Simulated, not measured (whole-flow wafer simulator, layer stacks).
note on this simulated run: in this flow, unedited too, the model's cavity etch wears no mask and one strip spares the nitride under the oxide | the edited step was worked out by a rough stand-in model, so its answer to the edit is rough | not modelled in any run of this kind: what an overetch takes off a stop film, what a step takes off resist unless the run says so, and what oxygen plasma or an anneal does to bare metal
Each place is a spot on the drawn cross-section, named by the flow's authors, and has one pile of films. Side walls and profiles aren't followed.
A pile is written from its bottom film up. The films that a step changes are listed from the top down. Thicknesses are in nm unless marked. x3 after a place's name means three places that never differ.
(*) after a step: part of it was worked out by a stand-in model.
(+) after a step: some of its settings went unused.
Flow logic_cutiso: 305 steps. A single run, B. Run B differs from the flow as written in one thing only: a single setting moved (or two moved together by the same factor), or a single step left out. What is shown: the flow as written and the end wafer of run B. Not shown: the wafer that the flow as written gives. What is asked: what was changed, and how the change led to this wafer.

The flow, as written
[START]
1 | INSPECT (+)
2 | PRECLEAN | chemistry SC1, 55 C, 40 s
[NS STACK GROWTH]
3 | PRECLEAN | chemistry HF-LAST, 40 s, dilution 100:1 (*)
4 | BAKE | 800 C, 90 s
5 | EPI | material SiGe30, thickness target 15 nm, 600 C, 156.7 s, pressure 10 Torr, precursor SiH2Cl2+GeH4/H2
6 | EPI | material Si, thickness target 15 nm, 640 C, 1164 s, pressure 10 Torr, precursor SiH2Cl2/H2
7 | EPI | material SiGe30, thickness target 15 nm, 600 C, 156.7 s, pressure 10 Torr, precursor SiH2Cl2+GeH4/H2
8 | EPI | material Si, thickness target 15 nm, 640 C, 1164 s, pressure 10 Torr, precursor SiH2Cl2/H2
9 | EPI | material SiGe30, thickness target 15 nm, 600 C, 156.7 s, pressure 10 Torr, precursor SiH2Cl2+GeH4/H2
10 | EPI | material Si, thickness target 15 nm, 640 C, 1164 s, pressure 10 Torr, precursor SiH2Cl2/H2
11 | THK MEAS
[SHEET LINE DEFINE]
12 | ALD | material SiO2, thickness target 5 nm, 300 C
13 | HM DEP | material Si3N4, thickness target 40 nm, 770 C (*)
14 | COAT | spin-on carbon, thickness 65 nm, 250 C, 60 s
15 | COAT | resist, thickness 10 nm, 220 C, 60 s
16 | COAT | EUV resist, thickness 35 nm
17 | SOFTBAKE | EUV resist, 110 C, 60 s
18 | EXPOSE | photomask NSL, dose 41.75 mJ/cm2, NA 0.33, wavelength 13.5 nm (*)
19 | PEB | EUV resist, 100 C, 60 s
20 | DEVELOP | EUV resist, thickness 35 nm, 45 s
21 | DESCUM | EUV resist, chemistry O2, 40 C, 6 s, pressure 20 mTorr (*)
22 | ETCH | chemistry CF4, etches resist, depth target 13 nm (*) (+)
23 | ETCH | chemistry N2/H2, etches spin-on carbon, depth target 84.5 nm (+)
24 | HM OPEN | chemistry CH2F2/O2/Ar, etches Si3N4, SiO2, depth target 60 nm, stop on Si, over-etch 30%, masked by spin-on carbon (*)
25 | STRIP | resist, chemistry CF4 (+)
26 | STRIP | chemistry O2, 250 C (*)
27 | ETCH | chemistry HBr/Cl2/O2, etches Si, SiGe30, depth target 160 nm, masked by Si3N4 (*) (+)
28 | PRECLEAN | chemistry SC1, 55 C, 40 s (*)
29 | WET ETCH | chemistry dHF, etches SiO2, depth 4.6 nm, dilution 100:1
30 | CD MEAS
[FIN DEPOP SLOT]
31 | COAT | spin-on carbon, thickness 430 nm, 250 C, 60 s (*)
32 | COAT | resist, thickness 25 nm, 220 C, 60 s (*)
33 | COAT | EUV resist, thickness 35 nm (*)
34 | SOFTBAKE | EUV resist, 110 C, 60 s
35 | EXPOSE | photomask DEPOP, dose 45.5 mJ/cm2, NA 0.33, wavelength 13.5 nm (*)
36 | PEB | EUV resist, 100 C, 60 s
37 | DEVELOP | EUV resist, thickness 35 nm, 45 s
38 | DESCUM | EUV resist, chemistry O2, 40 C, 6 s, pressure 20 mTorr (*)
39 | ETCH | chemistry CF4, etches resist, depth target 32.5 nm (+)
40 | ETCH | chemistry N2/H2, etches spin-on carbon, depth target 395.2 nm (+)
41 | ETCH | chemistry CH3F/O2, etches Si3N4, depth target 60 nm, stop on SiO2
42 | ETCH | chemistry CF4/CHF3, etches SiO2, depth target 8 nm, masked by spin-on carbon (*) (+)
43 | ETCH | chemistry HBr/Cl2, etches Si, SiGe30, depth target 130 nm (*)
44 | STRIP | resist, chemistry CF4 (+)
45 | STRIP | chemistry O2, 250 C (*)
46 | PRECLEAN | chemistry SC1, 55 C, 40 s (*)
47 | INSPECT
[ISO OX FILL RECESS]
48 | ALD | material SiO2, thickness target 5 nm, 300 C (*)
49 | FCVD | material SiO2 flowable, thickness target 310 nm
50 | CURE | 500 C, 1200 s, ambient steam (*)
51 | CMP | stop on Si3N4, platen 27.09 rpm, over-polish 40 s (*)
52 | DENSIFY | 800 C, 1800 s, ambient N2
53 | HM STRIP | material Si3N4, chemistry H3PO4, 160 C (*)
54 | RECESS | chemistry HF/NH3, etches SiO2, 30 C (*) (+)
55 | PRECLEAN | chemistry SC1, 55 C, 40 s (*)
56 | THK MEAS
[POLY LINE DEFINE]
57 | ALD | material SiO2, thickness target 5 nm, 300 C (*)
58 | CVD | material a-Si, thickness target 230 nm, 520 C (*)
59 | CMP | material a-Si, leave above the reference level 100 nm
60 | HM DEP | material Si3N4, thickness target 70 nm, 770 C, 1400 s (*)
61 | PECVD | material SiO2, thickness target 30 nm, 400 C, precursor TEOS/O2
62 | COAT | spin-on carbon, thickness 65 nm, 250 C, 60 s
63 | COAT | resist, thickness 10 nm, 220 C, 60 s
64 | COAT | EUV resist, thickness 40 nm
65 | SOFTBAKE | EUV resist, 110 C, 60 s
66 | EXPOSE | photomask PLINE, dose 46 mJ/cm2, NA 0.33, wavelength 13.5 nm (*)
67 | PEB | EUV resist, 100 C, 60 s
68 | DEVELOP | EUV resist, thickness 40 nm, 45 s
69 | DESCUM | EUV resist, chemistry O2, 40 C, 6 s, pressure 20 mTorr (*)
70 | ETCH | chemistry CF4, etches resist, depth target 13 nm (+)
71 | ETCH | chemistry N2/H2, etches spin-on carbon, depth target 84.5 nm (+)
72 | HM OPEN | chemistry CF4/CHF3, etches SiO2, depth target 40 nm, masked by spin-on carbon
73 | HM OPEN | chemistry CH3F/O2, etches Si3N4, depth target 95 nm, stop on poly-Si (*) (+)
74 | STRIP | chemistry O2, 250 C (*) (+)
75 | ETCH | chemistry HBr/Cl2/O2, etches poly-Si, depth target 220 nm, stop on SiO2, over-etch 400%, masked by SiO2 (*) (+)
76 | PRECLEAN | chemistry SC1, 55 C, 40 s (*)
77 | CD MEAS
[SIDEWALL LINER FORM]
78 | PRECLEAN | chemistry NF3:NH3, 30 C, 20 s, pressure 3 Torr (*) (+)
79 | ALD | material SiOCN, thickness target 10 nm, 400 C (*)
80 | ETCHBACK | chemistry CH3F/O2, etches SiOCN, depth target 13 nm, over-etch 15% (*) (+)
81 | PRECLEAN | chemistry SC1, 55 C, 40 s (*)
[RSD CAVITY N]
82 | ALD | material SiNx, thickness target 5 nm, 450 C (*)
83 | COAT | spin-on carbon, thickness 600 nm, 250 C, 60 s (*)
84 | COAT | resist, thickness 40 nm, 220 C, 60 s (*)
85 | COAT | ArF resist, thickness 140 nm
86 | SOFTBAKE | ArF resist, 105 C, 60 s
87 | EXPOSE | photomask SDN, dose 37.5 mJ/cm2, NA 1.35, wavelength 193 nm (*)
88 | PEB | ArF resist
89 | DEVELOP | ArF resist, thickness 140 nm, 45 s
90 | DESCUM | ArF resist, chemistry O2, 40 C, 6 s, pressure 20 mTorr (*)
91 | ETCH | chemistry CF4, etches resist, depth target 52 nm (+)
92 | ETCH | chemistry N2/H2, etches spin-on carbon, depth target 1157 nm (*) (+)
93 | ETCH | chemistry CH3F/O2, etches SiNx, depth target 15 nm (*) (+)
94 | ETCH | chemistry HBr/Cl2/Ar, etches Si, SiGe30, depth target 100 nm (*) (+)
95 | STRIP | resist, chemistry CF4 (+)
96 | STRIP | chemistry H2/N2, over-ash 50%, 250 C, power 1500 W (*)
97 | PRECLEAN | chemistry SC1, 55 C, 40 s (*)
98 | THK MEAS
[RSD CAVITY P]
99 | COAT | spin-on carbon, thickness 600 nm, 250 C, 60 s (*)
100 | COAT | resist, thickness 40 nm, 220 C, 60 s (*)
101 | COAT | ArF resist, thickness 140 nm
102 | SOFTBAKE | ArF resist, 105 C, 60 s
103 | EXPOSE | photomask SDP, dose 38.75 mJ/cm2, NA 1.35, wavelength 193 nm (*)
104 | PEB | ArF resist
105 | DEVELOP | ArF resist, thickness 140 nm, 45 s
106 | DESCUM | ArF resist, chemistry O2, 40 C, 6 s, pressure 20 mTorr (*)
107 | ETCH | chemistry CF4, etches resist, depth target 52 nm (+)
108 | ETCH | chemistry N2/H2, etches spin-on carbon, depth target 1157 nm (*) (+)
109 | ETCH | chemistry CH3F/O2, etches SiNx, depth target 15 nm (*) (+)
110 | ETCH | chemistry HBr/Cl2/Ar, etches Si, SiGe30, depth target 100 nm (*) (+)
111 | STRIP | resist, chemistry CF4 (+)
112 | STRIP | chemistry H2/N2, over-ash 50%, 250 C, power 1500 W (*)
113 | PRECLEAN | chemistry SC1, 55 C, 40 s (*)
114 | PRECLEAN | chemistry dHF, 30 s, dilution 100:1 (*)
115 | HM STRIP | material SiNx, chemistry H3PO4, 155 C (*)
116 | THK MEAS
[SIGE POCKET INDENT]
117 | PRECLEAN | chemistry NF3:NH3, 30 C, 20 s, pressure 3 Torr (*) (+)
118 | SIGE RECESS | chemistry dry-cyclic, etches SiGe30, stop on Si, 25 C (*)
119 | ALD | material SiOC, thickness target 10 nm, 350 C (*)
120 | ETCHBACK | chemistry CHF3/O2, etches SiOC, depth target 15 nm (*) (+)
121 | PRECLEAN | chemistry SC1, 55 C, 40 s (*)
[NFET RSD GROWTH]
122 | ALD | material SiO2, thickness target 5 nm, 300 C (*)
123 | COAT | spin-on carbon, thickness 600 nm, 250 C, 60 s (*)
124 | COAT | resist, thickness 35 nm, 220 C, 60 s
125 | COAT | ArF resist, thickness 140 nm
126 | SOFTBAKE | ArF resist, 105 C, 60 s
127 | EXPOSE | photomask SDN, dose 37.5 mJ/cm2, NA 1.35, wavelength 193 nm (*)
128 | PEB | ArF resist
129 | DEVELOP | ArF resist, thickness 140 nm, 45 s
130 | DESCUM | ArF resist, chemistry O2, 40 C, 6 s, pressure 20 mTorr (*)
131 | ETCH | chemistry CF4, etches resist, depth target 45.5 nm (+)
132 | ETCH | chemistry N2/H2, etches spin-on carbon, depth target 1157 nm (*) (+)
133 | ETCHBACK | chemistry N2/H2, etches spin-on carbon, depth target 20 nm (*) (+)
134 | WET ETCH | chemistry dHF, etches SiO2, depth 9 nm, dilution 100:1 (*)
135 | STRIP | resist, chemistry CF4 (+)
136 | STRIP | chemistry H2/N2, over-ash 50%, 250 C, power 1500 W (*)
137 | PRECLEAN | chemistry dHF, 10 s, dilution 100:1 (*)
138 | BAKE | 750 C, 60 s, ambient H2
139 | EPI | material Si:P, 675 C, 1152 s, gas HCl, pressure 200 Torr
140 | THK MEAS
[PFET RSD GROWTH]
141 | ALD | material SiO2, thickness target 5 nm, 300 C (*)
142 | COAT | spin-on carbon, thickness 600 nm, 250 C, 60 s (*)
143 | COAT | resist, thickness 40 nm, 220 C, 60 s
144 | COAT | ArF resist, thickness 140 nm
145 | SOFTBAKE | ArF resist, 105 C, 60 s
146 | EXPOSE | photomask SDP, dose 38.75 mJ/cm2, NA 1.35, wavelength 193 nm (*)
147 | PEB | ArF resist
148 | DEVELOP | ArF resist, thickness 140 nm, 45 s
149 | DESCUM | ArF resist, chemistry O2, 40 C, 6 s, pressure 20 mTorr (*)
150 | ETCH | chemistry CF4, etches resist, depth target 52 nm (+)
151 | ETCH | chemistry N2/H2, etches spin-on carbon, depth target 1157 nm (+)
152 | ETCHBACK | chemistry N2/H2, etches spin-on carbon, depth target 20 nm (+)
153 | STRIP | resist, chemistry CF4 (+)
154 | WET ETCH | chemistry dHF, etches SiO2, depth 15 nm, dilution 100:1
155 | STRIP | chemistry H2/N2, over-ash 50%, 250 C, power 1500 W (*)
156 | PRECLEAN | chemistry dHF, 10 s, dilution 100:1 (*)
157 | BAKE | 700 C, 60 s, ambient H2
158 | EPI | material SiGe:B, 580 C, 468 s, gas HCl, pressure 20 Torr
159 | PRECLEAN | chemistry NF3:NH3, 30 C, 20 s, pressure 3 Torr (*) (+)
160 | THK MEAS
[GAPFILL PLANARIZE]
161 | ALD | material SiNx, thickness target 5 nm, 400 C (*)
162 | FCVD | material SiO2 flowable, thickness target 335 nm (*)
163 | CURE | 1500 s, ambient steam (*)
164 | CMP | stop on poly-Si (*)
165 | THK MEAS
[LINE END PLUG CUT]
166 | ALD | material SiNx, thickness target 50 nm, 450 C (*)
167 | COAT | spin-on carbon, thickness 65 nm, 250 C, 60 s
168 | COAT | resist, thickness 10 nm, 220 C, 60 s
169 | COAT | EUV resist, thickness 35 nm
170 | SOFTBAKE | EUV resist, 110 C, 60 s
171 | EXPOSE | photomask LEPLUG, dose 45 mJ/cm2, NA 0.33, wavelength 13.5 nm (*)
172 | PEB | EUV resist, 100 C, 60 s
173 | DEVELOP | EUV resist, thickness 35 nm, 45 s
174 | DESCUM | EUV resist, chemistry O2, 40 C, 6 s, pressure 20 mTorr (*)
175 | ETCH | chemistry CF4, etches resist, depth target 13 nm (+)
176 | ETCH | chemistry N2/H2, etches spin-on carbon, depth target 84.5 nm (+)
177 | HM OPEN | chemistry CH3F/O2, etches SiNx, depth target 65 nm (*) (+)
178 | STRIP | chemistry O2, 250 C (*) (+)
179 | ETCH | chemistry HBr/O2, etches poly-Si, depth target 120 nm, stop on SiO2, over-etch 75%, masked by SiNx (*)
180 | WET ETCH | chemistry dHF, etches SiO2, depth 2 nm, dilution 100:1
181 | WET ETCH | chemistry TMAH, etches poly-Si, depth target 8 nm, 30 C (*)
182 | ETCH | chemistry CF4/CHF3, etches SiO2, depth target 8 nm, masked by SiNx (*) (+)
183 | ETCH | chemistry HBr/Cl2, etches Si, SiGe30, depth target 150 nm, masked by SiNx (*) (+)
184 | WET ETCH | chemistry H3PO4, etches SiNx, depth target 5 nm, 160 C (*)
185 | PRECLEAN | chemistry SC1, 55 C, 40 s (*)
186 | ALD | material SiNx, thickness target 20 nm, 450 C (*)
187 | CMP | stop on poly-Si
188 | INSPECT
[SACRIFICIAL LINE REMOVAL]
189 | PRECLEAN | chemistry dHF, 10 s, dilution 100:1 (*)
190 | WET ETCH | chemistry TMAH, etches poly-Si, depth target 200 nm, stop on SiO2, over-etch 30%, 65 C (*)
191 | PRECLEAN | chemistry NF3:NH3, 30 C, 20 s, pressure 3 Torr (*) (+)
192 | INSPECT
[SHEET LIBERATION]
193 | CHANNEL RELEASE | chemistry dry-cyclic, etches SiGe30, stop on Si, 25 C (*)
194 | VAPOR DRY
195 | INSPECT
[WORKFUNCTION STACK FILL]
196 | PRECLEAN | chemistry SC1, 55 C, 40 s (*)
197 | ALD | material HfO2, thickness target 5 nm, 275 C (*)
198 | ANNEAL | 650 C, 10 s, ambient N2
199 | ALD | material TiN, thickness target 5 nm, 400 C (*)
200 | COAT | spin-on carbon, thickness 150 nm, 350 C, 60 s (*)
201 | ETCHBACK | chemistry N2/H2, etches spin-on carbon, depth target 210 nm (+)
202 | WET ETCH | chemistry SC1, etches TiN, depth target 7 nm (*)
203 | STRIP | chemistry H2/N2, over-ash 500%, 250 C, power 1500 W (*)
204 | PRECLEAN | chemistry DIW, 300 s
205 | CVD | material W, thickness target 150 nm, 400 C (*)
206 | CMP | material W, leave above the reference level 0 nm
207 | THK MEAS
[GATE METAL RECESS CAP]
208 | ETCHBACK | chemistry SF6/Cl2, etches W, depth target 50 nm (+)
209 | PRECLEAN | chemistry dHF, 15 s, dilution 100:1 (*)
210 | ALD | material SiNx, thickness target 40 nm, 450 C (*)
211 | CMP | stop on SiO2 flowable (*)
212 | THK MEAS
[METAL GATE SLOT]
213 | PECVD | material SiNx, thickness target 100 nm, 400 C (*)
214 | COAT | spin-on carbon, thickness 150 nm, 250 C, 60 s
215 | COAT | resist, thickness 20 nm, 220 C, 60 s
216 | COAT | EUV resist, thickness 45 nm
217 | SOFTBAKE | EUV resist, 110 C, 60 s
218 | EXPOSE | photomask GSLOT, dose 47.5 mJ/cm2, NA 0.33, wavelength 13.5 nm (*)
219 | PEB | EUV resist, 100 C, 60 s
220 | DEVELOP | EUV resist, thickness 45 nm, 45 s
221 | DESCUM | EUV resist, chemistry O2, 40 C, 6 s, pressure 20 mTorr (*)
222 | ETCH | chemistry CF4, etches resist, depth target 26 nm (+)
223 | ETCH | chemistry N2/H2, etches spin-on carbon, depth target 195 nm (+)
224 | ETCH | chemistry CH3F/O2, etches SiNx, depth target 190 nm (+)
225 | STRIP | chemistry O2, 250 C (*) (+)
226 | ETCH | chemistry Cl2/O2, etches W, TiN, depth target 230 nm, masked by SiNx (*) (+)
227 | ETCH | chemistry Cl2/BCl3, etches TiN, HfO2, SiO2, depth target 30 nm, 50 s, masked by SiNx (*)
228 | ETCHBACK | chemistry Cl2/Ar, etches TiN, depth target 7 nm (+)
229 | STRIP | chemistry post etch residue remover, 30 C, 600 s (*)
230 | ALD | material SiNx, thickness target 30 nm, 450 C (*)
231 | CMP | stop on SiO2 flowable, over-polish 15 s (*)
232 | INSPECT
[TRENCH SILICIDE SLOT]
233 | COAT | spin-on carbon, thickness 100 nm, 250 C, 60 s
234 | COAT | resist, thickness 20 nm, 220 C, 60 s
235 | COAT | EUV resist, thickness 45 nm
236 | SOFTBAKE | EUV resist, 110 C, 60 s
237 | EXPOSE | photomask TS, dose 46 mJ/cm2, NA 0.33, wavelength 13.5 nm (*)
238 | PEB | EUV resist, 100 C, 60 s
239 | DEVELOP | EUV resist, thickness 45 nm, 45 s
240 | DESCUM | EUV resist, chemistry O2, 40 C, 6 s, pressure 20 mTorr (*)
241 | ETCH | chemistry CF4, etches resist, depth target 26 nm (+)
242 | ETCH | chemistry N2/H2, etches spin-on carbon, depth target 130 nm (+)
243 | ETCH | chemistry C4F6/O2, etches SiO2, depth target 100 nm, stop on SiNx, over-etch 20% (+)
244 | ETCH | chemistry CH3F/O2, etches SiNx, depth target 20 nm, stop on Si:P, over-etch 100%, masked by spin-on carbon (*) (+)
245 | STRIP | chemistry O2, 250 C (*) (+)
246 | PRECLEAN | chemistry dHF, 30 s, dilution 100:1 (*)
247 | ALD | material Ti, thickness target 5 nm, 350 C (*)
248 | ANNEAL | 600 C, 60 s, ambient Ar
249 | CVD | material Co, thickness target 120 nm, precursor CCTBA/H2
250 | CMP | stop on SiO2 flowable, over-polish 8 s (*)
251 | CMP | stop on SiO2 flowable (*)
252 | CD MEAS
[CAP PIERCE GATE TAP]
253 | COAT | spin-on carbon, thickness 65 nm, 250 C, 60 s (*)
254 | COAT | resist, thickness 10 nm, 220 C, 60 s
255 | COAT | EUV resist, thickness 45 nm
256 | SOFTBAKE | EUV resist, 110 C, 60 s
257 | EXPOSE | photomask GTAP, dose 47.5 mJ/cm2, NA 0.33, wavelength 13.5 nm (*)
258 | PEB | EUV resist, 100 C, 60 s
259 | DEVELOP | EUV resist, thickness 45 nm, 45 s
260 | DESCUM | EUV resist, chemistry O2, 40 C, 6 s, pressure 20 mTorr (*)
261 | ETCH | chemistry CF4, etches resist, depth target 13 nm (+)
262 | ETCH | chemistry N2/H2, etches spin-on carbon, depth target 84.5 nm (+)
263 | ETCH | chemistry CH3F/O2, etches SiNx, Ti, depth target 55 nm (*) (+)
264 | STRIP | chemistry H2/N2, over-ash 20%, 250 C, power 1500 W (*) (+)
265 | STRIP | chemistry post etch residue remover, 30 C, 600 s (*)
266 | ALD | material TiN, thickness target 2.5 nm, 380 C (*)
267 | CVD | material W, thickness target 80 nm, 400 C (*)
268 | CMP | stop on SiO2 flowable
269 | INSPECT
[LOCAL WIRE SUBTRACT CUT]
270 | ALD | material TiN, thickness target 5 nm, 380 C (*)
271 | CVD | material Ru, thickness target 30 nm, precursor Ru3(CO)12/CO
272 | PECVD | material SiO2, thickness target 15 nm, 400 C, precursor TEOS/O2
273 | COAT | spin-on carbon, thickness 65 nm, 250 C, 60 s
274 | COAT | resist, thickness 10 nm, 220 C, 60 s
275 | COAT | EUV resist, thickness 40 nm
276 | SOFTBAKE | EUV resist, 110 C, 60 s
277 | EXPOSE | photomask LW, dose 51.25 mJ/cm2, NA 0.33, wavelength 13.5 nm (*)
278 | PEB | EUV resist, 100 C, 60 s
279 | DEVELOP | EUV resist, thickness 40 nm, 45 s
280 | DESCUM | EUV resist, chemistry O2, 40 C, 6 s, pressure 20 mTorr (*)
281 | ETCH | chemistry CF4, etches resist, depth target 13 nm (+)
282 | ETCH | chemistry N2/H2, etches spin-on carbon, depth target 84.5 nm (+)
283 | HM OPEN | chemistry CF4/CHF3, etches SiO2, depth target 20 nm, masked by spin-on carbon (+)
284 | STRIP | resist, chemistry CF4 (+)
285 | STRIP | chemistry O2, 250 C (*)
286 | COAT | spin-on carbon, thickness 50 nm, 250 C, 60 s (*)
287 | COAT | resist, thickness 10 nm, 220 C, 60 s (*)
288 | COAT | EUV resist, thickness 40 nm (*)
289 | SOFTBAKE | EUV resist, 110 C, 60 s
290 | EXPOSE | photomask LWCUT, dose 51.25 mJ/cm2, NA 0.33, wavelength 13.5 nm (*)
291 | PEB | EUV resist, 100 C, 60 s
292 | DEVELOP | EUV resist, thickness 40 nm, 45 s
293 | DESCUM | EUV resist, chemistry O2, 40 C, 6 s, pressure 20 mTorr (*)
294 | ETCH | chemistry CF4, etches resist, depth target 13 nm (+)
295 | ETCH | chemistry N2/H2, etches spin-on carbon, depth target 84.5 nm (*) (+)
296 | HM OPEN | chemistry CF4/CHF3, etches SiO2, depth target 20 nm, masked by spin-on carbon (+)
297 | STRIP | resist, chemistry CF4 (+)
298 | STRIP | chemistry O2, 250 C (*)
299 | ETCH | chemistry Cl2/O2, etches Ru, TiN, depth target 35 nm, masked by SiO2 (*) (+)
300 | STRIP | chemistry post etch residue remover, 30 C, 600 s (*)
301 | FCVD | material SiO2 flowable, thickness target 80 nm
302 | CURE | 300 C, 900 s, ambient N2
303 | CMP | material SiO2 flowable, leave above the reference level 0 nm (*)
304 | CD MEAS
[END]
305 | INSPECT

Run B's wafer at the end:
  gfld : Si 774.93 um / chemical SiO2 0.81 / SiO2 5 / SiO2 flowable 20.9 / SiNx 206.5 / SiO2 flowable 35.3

The reason: step 227, ETCH: depth target 48 nm was run, while the flow as written has depth target 30 nm.

The path from the change to this, step by step:
  227 | ETCH | chemistry Cl2/BCl3, etches TiN, HfO2, SiO2, depth target 30 nm, 50 s, masked by SiNx (*)
      gfld: HfO2 loses 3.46 (all of it), SiO2 flowable loses 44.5 (as written it would have been: HfO2 loses 3.46 (all of it), SiO2 flowable loses 26.5)
  230 | ALD | material SiNx, thickness target 30 nm, 450 C (*)
      gfld: SiNx gains 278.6 (new film) (as written it would have been: SiNx gains 260.6 (new film))
